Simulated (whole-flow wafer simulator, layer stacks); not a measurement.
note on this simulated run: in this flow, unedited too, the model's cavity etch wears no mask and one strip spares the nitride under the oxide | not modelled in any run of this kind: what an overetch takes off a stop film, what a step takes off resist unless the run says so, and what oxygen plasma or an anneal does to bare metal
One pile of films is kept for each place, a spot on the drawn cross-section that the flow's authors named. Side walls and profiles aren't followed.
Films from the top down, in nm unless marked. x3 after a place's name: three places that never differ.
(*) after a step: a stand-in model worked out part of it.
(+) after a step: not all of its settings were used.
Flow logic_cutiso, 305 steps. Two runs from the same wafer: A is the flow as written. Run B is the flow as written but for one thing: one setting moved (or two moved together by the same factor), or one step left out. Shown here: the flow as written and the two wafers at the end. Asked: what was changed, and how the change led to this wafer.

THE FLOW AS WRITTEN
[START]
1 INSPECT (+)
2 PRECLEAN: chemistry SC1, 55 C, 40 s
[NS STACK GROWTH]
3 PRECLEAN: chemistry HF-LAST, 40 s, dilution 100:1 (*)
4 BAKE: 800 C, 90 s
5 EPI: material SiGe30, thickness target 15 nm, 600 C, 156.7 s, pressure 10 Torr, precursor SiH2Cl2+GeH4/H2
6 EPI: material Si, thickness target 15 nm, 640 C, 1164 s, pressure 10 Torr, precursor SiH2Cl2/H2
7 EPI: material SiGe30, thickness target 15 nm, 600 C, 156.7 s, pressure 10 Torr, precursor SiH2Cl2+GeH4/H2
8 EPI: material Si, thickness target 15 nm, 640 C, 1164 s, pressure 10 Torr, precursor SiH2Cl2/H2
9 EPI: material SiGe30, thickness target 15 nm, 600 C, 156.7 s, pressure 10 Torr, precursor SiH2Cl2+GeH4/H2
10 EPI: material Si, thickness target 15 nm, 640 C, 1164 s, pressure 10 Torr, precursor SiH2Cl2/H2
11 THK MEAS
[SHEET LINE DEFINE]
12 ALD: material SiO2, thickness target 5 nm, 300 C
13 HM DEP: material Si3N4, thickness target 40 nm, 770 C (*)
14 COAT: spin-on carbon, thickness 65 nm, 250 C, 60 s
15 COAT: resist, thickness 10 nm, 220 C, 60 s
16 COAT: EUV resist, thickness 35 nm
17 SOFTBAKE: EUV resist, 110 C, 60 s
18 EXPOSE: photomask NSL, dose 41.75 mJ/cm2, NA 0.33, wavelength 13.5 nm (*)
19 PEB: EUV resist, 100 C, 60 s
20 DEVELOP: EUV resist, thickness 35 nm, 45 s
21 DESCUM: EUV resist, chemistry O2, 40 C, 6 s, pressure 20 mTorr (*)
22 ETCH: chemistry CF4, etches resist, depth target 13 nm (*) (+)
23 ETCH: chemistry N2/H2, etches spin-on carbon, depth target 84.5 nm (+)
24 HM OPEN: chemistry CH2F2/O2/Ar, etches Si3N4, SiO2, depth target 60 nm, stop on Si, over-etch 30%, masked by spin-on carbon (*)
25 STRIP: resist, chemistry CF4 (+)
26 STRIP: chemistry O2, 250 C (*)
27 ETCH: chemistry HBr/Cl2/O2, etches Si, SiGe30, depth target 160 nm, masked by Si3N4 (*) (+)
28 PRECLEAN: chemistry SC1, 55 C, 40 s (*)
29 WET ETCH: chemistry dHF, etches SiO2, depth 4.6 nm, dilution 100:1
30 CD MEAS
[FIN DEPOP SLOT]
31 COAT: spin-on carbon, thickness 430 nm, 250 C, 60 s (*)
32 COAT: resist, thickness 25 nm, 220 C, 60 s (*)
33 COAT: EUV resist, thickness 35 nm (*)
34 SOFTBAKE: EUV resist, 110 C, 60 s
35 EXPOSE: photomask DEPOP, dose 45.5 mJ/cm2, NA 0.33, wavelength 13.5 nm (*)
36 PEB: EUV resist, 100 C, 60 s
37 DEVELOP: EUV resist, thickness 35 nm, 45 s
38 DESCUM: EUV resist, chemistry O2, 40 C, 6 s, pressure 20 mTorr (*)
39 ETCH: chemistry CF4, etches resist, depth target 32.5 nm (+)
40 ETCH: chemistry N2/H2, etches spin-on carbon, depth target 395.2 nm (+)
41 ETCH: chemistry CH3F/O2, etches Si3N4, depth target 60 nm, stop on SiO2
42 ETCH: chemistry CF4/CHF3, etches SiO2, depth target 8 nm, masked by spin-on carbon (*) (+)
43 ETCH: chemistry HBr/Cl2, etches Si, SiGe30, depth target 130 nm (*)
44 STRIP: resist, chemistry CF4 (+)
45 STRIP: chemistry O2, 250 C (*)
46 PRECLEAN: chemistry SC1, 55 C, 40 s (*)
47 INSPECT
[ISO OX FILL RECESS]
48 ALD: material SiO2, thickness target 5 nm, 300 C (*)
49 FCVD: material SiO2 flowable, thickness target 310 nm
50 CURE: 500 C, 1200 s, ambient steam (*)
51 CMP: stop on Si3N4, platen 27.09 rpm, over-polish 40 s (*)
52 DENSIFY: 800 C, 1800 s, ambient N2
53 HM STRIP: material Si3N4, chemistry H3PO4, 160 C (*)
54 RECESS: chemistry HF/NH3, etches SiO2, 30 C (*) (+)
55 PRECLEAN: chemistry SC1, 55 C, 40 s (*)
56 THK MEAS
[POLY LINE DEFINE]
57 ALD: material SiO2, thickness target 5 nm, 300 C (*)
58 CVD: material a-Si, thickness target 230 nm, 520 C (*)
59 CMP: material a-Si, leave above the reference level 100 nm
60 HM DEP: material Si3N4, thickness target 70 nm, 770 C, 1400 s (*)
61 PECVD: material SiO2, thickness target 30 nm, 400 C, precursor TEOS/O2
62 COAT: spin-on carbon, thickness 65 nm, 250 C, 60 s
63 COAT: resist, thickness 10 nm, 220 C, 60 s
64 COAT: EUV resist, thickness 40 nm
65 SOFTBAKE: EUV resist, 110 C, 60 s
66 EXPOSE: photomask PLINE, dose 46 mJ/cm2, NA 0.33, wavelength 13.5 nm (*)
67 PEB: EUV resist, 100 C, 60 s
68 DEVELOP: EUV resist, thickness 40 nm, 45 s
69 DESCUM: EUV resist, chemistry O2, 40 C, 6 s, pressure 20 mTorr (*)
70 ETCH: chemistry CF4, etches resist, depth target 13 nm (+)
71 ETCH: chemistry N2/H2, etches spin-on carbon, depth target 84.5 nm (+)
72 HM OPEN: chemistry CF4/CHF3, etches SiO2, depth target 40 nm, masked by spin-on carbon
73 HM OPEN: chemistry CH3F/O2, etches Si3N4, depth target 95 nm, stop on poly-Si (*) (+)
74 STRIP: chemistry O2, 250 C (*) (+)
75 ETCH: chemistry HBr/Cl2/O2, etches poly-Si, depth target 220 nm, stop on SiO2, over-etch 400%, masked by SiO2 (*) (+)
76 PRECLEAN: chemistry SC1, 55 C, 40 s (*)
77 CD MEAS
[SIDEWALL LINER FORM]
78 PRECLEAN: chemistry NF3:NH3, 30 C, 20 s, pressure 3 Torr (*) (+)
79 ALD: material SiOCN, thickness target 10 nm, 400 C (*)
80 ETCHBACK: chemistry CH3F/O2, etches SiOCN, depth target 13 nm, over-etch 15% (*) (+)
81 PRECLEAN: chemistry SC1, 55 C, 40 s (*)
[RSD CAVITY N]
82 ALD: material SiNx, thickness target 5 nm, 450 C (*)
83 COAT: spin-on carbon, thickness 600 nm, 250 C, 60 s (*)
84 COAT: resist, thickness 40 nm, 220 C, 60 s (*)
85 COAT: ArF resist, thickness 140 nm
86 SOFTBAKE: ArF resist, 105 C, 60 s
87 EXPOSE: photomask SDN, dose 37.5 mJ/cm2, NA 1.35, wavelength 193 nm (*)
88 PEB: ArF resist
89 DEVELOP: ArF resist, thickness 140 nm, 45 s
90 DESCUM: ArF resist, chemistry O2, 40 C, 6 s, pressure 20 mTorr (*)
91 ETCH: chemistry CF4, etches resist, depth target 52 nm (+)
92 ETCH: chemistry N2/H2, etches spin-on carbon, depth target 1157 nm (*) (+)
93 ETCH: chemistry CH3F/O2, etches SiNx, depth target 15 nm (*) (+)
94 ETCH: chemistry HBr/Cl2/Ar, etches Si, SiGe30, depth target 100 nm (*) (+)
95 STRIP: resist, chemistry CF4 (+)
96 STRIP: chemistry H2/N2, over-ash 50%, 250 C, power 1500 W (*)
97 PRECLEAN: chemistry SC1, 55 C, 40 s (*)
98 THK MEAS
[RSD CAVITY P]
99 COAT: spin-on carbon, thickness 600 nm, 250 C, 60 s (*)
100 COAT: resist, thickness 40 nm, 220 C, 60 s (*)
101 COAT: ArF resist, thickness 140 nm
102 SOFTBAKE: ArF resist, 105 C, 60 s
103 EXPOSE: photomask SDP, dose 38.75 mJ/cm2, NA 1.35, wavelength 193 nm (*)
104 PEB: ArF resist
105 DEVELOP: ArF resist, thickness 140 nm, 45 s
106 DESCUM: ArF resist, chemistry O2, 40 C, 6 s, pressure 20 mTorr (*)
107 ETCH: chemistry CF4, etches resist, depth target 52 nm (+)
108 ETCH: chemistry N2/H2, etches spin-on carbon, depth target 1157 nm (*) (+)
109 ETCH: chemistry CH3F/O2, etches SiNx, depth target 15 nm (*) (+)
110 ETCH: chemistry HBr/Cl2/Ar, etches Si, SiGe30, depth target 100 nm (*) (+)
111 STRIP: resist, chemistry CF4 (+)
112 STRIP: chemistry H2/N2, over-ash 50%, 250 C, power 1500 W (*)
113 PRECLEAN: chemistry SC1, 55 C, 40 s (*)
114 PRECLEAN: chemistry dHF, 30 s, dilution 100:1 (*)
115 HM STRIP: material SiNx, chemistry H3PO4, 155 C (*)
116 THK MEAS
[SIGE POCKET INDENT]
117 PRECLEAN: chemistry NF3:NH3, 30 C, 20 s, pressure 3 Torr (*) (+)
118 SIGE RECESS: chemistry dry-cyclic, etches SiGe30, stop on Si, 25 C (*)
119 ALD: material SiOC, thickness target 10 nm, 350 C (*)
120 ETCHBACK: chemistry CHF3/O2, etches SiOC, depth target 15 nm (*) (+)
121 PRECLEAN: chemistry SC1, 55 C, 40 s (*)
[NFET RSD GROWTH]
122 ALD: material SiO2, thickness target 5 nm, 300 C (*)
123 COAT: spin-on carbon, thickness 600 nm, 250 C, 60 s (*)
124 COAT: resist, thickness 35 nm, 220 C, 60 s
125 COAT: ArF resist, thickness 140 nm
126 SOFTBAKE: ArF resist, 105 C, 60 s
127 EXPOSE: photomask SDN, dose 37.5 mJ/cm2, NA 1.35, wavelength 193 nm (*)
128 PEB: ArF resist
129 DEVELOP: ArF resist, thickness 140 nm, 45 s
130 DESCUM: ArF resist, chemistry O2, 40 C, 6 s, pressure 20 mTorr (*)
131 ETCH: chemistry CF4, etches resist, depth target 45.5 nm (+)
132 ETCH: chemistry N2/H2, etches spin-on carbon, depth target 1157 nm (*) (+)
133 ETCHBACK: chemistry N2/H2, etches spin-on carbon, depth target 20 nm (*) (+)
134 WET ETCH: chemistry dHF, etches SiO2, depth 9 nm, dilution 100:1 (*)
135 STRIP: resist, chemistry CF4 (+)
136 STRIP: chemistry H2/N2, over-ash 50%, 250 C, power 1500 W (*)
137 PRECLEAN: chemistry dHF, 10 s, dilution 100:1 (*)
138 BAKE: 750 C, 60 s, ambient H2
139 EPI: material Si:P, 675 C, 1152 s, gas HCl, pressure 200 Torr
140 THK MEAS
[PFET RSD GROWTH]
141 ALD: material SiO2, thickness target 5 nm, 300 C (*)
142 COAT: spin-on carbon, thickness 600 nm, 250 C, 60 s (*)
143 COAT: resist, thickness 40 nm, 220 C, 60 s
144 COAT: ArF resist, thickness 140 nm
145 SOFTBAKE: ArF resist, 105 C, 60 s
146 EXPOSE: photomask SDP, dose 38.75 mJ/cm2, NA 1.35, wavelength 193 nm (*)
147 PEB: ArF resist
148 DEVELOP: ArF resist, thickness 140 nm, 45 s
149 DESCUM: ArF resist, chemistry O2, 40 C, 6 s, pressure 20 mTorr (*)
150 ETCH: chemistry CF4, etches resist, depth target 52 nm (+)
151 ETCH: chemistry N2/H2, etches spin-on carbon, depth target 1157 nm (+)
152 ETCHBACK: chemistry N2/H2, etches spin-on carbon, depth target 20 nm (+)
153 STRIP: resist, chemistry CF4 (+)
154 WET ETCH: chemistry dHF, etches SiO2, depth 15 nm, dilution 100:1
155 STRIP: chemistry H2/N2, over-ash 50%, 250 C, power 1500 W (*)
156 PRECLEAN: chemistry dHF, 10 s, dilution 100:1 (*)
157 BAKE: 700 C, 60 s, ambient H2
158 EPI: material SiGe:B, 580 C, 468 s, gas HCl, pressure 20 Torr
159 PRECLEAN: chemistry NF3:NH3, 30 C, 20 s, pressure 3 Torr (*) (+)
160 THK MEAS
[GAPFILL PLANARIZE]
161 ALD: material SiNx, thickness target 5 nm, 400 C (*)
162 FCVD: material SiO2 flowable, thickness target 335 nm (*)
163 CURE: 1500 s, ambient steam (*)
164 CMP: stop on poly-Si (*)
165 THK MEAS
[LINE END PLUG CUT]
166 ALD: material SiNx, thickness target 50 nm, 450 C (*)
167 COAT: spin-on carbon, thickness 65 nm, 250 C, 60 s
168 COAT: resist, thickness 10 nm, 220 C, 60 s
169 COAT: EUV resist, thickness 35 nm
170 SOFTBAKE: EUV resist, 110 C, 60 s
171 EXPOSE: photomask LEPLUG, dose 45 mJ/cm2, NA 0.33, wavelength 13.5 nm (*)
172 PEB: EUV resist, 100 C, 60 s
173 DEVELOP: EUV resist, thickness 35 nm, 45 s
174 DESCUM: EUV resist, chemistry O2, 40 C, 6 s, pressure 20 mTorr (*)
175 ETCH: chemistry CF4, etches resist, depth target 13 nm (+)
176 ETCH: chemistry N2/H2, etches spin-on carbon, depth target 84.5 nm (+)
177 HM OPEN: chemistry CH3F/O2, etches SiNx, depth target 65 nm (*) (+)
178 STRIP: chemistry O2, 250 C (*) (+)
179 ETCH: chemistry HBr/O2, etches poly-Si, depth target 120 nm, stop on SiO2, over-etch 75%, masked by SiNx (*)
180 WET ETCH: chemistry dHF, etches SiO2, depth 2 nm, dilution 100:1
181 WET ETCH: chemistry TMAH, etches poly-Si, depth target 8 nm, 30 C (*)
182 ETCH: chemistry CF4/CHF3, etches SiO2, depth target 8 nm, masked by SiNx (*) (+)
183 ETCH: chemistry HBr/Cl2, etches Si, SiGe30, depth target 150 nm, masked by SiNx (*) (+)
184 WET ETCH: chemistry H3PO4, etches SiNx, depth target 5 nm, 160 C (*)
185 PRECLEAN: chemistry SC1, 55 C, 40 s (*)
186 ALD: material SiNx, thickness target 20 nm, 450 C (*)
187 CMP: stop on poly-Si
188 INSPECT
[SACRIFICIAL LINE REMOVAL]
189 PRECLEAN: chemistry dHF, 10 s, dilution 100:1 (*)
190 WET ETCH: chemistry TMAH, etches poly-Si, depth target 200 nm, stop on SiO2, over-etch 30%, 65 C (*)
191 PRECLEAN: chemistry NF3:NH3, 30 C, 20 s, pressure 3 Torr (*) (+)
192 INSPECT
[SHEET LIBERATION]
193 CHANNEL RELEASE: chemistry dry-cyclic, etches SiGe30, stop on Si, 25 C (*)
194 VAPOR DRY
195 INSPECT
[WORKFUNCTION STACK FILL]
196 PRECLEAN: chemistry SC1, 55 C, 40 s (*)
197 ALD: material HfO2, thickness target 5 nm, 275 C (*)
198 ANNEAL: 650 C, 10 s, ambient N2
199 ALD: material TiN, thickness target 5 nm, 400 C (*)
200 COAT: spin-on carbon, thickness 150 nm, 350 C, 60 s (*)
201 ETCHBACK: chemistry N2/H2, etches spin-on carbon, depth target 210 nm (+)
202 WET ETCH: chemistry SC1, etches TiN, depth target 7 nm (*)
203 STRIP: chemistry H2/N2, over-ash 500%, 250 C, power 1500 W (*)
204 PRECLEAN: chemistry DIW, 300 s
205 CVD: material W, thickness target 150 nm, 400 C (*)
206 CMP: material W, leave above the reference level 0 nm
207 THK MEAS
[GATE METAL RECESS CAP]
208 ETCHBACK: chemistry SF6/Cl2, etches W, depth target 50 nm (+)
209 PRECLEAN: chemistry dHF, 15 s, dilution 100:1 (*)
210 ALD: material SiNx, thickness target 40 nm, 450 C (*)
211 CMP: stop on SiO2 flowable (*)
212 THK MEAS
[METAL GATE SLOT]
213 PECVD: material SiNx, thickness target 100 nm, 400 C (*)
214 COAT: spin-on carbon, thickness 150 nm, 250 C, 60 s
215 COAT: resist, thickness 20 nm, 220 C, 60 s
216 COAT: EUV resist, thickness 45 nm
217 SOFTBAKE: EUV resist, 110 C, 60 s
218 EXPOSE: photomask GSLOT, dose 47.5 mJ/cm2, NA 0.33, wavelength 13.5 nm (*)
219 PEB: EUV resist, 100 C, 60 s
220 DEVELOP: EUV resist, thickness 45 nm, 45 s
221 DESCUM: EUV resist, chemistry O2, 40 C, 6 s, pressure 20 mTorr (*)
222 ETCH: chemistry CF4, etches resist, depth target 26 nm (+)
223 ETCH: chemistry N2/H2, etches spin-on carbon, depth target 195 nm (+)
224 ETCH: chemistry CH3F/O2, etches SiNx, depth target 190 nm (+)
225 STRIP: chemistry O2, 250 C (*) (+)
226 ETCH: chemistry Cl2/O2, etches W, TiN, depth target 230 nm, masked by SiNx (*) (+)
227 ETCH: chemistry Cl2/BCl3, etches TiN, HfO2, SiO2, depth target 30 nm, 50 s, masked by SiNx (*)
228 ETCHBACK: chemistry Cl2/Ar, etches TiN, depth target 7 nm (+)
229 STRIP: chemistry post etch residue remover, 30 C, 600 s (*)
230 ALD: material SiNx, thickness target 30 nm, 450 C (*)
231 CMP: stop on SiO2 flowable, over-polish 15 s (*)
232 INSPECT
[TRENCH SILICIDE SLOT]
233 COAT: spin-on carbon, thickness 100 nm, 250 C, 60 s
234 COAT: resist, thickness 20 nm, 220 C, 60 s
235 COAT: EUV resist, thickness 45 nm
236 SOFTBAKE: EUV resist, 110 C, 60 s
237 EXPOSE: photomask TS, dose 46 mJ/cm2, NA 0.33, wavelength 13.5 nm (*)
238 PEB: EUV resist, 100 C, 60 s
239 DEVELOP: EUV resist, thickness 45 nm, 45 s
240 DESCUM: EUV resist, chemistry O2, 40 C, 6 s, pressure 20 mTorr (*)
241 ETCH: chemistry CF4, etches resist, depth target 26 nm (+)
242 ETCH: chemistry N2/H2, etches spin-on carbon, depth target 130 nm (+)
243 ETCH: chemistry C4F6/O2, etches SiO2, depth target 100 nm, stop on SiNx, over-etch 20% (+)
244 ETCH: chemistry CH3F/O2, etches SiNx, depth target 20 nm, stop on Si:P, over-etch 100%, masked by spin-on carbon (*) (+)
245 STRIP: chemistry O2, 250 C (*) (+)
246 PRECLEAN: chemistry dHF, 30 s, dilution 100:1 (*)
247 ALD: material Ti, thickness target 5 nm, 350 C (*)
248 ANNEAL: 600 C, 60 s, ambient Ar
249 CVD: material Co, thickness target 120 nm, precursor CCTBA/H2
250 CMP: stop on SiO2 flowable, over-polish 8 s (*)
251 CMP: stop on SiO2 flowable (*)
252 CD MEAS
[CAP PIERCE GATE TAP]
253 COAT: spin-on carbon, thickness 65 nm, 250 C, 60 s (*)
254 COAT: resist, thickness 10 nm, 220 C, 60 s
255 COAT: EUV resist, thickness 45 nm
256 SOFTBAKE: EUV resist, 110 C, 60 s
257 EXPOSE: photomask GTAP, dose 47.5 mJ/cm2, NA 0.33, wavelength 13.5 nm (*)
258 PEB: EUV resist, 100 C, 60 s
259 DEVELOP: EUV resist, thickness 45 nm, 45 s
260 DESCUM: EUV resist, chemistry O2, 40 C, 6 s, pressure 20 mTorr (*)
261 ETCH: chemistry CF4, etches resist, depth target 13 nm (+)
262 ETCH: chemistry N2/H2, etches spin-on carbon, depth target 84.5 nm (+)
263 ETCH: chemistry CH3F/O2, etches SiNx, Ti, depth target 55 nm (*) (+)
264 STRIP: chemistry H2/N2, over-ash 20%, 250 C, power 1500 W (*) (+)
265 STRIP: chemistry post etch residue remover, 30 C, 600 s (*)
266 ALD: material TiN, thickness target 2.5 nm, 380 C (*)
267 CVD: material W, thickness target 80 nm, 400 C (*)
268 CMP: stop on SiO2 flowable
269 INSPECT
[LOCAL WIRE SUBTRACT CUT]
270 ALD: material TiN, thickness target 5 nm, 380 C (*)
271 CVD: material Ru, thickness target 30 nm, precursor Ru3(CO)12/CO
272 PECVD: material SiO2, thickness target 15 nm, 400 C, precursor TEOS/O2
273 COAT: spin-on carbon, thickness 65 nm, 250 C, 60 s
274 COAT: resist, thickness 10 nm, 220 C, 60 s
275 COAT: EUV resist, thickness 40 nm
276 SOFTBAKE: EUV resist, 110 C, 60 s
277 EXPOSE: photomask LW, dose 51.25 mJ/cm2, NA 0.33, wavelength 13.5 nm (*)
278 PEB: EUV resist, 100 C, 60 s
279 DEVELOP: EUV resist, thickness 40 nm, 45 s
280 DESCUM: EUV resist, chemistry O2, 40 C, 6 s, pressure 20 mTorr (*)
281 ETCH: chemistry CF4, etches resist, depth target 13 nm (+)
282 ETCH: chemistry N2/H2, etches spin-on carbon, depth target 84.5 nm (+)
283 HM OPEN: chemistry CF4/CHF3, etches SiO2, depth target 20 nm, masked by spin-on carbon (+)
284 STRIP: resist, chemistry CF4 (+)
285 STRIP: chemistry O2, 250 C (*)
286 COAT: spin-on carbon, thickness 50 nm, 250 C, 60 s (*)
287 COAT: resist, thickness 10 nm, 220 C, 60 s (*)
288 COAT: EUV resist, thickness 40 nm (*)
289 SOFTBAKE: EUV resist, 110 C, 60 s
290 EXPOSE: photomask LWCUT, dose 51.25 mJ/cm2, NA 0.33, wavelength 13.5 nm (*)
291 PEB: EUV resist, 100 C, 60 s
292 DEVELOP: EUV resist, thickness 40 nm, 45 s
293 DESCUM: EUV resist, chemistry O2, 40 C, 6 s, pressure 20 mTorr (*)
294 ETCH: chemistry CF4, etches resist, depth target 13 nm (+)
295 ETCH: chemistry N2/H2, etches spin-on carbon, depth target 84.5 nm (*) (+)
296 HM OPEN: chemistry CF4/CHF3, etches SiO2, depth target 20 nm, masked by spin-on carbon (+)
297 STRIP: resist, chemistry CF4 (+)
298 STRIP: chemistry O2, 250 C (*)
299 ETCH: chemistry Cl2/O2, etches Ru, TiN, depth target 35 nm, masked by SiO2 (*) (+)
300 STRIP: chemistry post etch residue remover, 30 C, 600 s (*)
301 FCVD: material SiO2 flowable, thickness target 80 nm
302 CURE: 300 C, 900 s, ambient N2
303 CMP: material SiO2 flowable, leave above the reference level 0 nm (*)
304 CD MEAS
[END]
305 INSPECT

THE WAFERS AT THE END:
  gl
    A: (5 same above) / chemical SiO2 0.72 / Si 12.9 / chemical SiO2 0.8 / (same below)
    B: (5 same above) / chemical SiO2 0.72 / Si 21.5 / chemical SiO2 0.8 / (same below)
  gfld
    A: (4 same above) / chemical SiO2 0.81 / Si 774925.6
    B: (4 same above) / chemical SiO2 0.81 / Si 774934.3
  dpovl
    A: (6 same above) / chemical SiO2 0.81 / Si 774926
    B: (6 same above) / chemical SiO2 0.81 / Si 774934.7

The cause: step 10, EPI: 1834 s was run, where the flow has 1164 s.

How the change led to this, step by step:
  10 EPI: material Si, thickness target 15 nm, 640 C, 1164 s, pressure 10 Torr, precursor SiH2Cl2/H2
      depop, dpovl, gfld and 19 more: A Si +15 (new film) | B Si +23.6 (new film)
  27 ETCH: chemistry HBr/Cl2/O2, etches Si, SiGe30, depth target 160 nm, masked by Si3N4 (*) (+)
      gfld, gxf, iso, lnri: A chemical SiO2 -0.79 (all of it), Si -11.4 (all of it), SiGe30 -15 (all of it), Si -15 (all of it), SiGe30 -15 (all of it), Si -15 (all of it), SiGe30 -15 (all of it), Si -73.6 | B chemical SiO2 -0.79 (all of it), Si -20 (all of it), SiGe30 -15 (all of it), Si -15 (all of it), SiGe30 -15 (all of it), Si -15 (all of it), SiGe30 -15 (all of it), Si -65
      dpovl, nsgap: A chemical SiO2 -0.79 (all of it), Si -11.8 (all of it), SiGe30 -15 (all of it), Si -15 (all of it), SiGe30 -15 (all of it), Si -15 (all of it), SiGe30 -15 (all of it), Si -73.2 | B chemical SiO2 -0.79 (all of it), Si -20.4 (all of it), SiGe30 -15 (all of it), Si -15 (all of it), SiGe30 -15 (all of it), Si -15 (all of it), SiGe30 -15 (all of it), Si -64.6
      (and at 1 more place)
  43 ETCH: chemistry HBr/Cl2, etches Si, SiGe30, depth target 130 nm (*)
      depop: A Si -14 (all of it), SiGe30 -15 (all of it), Si -15 (all of it), SiGe30 -15 (all of it), Si -15 (all of it), SiGe30 -15 (all of it), Si -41 | B Si -22.6 (all of it), SiGe30 -15 (all of it), Si -15 (all of it), SiGe30 -15 (all of it), Si -15 (all of it), SiGe30 -15 (all of it), Si -32.3
  94 ETCH: chemistry HBr/Cl2/Ar, etches Si, SiGe30, depth target 100 nm (*) (+)
      rsdn, rsdx: A chemical SiO2 -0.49 (all of it), Si -12.8 (all of it), SiGe30 -15 (all of it), Si -15 (all of it), SiGe30 -15 (all of it), Si -15 (all of it), SiGe30 -15 (all of it), Si -12.2 | B chemical SiO2 -0.49 (all of it), Si -21.4 (all of it), SiGe30 -15 (all of it), Si -15 (all of it), SiGe30 -15 (all of it), Si -15 (all of it), SiGe30 -15 (all of it), Si -3.54
  110 ETCH: chemistry HBr/Cl2/Ar, etches Si, SiGe30, depth target 100 nm (*) (+)
      rsdp, rsdw: A chemical SiO2 -0.49 (all of it), Si -12.8 (all of it), SiGe30 -15 (all of it), Si -15 (all of it), SiGe30 -15 (all of it), Si -15 (all of it), SiGe30 -15 (all of it), Si -12.2 | B chemical SiO2 -0.49 (all of it), Si -21.4 (all of it), SiGe30 -15 (all of it), Si -15 (all of it), SiGe30 -15 (all of it), Si -15 (all of it), SiGe30 -15 (all of it), Si -3.54
  183 ETCH: chemistry HBr/Cl2, etches Si, SiGe30, depth target 150 nm, masked by SiNx (*) (+)
      plug: A Si -13.6 (all of it), SiGe30 -15 (all of it), Si -15 (all of it), SiGe30 -15 (all of it), Si -15 (all of it), SiGe30 -15 (all of it), Si -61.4 | B Si -22.2 (all of it), SiGe30 -15 (all of it), Si -15 (all of it), SiGe30 -15 (all of it), Si -15 (all of it), SiGe30 -15 (all of it), Si -52.8
